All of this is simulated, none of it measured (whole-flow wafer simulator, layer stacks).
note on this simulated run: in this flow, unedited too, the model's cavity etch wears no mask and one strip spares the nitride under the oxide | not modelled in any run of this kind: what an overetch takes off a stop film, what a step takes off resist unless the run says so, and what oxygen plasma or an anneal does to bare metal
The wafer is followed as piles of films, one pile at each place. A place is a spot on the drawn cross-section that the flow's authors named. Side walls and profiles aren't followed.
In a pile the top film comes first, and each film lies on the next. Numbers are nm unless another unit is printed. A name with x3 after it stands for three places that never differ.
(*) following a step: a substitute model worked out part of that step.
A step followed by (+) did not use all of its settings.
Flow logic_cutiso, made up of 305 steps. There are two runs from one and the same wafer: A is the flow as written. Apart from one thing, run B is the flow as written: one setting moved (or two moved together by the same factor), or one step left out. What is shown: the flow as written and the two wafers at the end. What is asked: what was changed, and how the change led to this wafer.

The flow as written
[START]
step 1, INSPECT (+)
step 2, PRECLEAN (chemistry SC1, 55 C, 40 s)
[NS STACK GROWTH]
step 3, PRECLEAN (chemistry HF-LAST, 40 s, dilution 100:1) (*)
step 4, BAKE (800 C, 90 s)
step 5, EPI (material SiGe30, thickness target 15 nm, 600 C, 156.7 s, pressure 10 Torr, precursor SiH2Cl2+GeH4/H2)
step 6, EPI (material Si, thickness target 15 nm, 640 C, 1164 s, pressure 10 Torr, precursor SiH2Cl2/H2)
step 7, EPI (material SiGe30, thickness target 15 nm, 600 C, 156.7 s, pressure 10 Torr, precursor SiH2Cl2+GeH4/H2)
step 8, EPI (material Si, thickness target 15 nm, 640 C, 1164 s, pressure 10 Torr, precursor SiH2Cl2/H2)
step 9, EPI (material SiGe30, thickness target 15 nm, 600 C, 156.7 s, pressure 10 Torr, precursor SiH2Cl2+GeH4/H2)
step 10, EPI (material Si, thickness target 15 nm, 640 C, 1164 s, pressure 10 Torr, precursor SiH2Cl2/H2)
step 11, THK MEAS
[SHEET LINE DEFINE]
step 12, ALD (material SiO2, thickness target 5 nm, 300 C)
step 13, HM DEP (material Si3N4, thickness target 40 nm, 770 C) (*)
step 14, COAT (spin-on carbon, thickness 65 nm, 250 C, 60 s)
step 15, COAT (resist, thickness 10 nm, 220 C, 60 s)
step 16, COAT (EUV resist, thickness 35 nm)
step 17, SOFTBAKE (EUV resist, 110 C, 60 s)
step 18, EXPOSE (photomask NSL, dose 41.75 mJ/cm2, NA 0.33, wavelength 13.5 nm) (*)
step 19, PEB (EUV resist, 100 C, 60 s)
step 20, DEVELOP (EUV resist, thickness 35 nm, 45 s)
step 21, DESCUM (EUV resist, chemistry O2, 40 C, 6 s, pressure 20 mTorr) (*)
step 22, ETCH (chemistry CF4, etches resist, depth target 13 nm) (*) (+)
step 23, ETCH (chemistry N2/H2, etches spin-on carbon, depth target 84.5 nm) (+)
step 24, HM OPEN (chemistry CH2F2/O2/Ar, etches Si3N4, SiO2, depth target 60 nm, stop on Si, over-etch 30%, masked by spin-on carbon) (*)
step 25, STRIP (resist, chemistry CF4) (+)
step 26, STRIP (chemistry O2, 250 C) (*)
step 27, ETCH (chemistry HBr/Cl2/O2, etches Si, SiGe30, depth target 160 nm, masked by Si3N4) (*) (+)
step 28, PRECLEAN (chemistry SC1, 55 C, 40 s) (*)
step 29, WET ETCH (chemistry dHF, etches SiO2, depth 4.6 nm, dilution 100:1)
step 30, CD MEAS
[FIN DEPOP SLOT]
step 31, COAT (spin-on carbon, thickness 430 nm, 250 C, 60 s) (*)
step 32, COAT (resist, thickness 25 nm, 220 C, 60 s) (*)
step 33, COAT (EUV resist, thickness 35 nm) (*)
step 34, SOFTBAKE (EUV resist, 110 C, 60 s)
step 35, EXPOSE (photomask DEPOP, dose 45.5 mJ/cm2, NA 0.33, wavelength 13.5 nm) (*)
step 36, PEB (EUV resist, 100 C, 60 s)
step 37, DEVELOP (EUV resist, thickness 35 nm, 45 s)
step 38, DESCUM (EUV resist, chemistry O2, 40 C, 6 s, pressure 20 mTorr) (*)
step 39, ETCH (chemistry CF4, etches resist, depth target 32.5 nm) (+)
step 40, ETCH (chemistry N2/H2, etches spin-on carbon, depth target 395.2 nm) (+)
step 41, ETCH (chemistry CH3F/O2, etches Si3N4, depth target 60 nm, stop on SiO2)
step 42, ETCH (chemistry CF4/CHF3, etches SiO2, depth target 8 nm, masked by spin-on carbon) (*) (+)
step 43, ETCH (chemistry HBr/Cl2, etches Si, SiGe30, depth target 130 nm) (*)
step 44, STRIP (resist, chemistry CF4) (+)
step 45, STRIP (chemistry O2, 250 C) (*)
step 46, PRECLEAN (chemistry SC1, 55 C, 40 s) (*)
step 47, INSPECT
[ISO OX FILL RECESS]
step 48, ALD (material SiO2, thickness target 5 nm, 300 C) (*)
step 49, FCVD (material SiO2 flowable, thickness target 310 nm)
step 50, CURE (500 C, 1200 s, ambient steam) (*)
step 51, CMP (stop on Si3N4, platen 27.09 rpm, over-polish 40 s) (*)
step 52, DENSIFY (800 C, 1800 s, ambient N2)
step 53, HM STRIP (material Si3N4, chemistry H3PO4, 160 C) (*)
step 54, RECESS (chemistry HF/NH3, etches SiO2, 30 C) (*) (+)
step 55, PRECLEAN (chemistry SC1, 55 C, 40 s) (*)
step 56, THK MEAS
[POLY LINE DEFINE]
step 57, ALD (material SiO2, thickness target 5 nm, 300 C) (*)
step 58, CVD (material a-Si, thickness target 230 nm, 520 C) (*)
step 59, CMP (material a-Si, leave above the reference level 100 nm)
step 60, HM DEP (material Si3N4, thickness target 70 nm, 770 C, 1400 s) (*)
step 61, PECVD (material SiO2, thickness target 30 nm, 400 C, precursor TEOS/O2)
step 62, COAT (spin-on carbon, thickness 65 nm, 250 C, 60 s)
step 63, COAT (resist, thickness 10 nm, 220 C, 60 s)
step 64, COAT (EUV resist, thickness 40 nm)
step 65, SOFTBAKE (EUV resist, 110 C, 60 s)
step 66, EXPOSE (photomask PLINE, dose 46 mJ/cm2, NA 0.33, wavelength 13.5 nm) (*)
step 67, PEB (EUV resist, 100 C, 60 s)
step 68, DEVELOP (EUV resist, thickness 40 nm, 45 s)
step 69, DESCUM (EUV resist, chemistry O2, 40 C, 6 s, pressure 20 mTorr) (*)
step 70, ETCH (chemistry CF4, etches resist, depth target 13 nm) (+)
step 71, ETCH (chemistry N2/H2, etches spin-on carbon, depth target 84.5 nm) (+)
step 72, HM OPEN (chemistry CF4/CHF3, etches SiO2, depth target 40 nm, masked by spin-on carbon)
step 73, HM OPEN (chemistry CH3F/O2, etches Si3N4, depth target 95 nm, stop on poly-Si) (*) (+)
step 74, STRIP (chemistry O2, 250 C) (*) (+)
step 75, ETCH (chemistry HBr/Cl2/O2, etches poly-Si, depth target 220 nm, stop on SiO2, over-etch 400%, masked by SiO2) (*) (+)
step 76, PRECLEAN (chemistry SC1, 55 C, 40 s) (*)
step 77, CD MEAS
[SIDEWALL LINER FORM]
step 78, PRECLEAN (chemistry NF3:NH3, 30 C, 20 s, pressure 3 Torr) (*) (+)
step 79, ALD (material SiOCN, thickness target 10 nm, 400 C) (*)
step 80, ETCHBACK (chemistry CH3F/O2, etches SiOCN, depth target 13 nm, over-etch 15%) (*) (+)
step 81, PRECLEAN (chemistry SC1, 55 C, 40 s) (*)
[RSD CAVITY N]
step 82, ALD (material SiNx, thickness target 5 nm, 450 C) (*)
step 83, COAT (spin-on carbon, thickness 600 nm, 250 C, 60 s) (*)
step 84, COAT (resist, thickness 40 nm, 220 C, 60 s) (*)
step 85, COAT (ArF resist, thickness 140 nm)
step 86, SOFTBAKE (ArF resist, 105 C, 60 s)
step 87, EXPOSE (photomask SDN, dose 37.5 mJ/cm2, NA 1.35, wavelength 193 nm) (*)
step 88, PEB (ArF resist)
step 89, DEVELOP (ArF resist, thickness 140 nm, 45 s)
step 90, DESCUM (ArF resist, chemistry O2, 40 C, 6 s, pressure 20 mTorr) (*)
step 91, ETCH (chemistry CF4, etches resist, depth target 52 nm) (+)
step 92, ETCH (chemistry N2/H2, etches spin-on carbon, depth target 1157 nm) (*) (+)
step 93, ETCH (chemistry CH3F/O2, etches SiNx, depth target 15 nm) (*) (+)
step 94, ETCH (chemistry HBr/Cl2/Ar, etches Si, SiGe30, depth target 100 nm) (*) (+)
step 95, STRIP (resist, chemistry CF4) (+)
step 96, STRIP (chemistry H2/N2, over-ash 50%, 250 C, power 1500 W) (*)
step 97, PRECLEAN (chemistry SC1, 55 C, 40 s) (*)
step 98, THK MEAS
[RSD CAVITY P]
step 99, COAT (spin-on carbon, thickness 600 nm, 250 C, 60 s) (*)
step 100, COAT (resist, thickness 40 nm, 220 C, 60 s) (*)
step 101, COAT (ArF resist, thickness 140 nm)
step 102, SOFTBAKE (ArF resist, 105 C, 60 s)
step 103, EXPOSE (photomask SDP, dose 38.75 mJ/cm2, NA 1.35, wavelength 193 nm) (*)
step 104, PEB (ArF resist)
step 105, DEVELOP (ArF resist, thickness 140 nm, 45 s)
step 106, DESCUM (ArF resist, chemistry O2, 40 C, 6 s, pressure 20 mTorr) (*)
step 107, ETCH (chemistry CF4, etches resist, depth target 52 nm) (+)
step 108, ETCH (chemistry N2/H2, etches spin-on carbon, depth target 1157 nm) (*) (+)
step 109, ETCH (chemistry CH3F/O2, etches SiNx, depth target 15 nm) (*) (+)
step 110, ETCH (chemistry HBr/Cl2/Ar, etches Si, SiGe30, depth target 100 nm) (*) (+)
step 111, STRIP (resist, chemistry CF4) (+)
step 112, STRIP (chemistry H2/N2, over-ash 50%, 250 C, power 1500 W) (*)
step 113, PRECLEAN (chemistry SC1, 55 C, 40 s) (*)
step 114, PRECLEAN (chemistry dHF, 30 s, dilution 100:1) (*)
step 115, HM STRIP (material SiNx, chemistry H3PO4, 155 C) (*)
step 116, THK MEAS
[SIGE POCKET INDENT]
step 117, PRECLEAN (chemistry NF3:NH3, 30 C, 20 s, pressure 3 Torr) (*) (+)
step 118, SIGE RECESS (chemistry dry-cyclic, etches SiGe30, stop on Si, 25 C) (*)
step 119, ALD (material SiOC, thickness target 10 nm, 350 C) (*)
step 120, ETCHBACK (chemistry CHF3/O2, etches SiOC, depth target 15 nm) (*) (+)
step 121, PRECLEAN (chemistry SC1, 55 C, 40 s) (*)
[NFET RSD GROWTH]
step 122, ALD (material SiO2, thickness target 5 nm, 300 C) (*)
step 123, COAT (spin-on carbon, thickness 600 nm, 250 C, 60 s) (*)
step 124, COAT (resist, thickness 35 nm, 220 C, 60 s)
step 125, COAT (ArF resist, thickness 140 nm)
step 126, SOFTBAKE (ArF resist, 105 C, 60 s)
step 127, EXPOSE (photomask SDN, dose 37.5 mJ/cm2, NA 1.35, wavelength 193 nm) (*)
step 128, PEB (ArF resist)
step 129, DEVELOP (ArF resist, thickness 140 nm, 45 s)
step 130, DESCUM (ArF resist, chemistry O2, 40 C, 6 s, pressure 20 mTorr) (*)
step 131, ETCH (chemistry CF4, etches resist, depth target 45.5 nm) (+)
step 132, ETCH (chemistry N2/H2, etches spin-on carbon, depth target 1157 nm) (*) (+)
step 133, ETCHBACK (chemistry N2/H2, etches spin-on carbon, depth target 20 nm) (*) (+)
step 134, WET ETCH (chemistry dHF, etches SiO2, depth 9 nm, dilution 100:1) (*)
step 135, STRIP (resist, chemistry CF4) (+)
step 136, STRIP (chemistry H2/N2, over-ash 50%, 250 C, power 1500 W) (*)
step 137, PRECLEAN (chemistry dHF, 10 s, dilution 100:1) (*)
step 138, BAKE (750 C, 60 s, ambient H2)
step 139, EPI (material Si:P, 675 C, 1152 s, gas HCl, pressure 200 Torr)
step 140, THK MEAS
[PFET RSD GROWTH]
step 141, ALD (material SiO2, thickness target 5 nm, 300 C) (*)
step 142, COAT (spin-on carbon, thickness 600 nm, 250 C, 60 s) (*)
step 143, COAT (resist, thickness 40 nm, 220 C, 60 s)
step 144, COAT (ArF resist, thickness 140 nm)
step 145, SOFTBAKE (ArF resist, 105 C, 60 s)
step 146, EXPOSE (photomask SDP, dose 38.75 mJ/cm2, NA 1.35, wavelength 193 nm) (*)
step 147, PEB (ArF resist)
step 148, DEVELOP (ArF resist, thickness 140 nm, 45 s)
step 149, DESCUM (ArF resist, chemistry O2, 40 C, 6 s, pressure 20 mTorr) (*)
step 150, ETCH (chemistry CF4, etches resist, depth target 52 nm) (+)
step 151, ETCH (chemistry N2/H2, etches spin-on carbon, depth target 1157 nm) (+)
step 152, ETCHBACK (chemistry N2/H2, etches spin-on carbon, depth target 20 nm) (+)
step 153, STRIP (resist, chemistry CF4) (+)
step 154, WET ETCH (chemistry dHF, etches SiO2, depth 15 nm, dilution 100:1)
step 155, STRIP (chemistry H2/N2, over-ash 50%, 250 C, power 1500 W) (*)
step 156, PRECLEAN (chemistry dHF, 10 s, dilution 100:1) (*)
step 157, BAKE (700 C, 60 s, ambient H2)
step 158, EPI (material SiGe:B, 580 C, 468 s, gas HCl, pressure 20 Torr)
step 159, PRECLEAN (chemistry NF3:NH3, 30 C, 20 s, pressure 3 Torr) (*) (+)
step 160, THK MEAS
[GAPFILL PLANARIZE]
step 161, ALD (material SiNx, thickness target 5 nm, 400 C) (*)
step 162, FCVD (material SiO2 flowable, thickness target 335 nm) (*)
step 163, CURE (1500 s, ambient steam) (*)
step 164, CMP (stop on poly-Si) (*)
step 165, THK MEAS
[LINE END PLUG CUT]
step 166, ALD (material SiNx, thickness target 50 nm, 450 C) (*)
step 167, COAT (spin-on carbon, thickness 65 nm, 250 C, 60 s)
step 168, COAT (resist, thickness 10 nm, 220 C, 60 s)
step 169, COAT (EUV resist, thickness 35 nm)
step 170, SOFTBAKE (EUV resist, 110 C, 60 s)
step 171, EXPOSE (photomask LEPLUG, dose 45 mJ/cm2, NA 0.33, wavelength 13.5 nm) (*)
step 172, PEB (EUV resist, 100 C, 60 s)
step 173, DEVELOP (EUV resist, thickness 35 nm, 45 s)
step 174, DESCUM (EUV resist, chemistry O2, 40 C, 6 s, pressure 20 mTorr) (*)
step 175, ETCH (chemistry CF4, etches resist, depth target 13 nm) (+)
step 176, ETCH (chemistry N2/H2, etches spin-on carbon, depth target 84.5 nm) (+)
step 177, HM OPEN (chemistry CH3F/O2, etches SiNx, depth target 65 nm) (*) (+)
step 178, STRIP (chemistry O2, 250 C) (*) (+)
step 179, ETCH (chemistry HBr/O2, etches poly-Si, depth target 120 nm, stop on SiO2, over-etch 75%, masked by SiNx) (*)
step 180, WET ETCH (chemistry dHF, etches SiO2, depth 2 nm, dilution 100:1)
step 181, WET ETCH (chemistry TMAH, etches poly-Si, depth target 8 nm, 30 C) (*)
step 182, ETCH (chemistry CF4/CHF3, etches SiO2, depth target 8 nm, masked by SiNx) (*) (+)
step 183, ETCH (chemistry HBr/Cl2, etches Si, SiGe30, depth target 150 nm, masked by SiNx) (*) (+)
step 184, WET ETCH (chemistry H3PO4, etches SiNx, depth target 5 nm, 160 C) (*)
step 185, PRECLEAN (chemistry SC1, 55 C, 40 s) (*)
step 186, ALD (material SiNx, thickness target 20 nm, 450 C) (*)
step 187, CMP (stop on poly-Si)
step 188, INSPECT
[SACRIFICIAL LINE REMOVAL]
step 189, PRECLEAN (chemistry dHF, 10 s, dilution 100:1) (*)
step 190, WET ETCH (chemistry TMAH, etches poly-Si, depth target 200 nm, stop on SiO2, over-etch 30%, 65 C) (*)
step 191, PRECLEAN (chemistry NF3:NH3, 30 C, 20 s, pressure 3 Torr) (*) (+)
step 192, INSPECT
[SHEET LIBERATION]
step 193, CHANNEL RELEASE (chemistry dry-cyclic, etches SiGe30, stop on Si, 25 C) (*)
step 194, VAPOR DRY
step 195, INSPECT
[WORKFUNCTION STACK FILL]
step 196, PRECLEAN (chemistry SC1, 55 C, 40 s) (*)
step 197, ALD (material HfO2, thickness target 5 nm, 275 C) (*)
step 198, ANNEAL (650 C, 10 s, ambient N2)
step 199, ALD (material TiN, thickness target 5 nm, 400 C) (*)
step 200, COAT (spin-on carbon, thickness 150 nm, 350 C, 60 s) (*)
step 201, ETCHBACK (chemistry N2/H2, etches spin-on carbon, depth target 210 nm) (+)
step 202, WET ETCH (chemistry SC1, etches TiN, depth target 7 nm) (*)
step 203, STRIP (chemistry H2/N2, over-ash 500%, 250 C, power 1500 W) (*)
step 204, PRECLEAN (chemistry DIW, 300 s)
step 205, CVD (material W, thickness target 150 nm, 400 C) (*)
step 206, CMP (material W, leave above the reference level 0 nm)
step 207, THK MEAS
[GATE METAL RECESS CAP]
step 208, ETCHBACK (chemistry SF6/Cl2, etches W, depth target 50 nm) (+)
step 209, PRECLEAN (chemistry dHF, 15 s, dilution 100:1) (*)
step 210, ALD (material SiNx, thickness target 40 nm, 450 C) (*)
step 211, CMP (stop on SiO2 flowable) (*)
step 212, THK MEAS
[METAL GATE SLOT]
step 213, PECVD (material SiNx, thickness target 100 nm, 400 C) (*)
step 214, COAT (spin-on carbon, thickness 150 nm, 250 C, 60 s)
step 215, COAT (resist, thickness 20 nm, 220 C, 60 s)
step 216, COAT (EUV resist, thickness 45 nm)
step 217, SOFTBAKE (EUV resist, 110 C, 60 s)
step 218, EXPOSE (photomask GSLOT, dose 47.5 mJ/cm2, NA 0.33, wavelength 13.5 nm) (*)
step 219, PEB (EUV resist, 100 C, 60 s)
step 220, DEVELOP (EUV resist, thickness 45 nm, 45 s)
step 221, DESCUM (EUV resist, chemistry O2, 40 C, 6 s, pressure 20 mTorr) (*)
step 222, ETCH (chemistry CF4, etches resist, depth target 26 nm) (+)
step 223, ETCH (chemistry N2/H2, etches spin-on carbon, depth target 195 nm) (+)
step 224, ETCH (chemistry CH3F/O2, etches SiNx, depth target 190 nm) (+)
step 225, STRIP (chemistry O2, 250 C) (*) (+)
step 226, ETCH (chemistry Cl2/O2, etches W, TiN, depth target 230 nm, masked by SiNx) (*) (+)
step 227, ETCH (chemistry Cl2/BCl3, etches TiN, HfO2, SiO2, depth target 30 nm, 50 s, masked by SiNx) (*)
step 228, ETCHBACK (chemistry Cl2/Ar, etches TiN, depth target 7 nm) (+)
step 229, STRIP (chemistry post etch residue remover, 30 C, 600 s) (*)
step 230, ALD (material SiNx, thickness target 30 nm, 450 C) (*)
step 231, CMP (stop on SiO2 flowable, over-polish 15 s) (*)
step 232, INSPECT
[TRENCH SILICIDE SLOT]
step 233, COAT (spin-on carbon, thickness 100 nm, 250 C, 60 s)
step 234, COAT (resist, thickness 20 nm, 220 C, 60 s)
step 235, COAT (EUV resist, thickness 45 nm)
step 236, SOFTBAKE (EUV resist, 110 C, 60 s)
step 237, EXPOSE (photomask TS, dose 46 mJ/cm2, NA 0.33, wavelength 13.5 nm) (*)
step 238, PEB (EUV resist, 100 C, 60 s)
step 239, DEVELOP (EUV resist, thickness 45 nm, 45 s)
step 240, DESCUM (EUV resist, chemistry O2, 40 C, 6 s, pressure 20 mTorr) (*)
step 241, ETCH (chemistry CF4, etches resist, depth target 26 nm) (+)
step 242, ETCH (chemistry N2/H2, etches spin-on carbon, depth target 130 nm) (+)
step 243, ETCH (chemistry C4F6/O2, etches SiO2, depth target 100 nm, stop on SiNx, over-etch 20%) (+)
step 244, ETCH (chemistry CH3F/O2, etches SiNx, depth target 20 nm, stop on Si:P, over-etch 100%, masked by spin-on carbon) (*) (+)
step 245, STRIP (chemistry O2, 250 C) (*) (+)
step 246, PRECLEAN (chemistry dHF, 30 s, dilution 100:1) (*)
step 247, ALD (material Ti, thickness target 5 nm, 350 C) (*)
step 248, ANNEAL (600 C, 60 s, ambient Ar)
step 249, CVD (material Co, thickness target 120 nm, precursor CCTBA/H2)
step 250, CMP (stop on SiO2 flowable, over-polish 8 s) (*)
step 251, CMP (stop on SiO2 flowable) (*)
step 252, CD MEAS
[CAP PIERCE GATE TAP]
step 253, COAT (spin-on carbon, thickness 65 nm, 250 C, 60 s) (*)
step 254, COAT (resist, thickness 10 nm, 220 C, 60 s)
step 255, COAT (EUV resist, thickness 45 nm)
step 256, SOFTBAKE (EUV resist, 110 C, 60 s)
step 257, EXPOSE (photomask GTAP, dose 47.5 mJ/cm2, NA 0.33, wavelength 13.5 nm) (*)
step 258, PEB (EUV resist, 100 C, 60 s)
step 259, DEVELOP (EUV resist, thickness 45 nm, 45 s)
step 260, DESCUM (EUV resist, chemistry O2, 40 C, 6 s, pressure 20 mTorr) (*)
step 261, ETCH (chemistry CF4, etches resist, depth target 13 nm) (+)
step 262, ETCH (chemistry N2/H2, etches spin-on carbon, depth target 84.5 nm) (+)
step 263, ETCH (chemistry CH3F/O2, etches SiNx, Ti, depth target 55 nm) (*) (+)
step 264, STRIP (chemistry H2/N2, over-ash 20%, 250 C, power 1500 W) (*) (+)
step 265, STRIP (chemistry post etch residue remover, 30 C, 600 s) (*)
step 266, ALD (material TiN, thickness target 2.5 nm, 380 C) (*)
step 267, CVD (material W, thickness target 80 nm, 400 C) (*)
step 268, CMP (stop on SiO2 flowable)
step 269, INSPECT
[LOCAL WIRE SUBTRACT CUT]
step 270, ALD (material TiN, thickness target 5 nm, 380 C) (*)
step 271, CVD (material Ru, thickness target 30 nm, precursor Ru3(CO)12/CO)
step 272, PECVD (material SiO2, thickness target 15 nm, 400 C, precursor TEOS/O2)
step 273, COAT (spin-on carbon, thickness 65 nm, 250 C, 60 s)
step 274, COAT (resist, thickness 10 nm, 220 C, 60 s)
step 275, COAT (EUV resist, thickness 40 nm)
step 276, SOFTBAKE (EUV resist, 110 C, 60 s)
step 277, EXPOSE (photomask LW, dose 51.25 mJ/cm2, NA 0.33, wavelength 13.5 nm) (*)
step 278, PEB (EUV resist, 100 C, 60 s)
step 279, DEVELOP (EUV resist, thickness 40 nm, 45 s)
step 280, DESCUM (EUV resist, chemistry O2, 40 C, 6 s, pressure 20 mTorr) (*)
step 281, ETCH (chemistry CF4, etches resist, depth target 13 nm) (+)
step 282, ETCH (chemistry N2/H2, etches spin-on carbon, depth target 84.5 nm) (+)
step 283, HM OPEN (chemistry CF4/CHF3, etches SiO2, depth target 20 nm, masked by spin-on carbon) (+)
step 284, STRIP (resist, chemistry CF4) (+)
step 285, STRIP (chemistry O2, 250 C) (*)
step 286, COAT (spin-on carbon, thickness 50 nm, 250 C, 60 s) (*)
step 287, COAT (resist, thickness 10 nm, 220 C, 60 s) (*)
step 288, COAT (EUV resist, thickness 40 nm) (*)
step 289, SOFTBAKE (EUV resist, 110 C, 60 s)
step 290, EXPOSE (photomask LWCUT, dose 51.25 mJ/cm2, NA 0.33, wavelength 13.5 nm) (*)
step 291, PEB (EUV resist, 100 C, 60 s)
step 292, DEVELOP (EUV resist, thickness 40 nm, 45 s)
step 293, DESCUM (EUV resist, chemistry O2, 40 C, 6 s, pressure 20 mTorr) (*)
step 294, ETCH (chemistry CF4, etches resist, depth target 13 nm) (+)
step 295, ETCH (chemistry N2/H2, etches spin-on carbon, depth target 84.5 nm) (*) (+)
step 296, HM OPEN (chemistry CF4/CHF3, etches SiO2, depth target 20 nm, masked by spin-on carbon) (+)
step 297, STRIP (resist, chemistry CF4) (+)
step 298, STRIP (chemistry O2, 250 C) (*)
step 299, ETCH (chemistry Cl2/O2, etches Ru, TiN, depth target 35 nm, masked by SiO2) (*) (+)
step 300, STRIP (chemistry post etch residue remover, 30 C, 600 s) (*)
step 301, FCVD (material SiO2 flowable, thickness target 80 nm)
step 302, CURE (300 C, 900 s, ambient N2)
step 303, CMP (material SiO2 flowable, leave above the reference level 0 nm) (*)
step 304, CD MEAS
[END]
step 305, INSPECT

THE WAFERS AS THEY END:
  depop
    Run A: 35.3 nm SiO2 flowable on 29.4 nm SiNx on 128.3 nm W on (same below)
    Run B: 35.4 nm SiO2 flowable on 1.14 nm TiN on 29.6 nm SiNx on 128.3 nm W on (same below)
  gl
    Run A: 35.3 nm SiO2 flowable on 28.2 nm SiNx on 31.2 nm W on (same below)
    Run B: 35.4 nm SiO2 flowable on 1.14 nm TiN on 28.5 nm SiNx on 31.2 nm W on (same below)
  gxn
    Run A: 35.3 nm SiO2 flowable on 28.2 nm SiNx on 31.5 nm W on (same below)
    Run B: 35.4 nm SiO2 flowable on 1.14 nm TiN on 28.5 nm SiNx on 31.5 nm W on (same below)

The reason: step 271, CVD: thickness target 31.5 nm was run, whereas the flow has thickness target 30 nm.

Step by step, how the change led to this:
  step 271, CVD (material Ru, thickness target 30 nm, precursor Ru3(CO)12/CO)
      depop, dpovl, gfld and 19 more: A Ru gains 30 (new film) | B Ru gains 31.5 (new film)
  step 299, ETCH (chemistry Cl2/O2, etches Ru, TiN, depth target 35 nm, masked by SiO2) (*) (+)
      depop, dpovl, gfld and 14 more: A Ru loses 29.6 (all of it), TiN loses 5 (all of it) | B Ru loses 31.1 (all of it), TiN loses 3.86
      rsdw: A Ru loses 29.6 (all of it), TiN loses 5 (all of it) | B Ru loses 31.1 (all of it), TiN loses 3.85
  step 301, FCVD (material SiO2 flowable, thickness target 80 nm)
      iso, rsdx: A SiO2 flowable gains 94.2 | B SiO2 flowable gains 94.3 (new film)
Taking metal films that touch as one body, depop has 2 bodies (between them, from the top down: SiNx 29.6); the flow as written gives 1 body.
Taking metal films that touch as one body, gl has 5 bodies (between them, from the top down: SiNx 28.5; HfO2 5 / chemical SiO2 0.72 / Si 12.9 / chemical SiO2 0.8 / HfO2 5; HfO2 5 / chemical SiO2 0.8 / Si 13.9 / chemical SiO2 0.8 / HfO2 5; HfO2 5 / chemical SiO2 0.8 / Si 13.9 / chemical SiO2 0.8 / HfO2 5); the flow as written gives 4 bodies (between them, from the top down: HfO2 5 / chemical SiO2 0.72 / Si 12.9 / chemical SiO2 0.8 / HfO2 5; HfO2 5 / chemical SiO2 0.8 / Si 13.9 / chemical SiO2 0.8 / HfO2 5; HfO2 5 / chemical SiO2 0.8 / Si 13.9 / chemical SiO2 0.8 / HfO2 5).
Taking metal films that touch as one body, gxn has 5 bodies (between them, from the top down: SiNx 28.5; HfO2 5 / chemical SiO2 0.72 / Si 12.9 / chemical SiO2 0.8 / HfO2 5; HfO2 5 / chemical SiO2 0.8 / Si 13.9 / chemical SiO2 0.8 / HfO2 5; HfO2 5 / chemical SiO2 0.8 / Si 13.9 / chemical SiO2 0.8 / HfO2 5); the flow as written gives 4 bodies (between them, from the top down: HfO2 5 / chemical SiO2 0.72 / Si 12.9 / chemical SiO2 0.8 / HfO2 5; HfO2 5 / chemical SiO2 0.8 / Si 13.9 / chemical SiO2 0.8 / HfO2 5; HfO2 5 / chemical SiO2 0.8 / Si 13.9 / chemical SiO2 0.8 / HfO2 5).
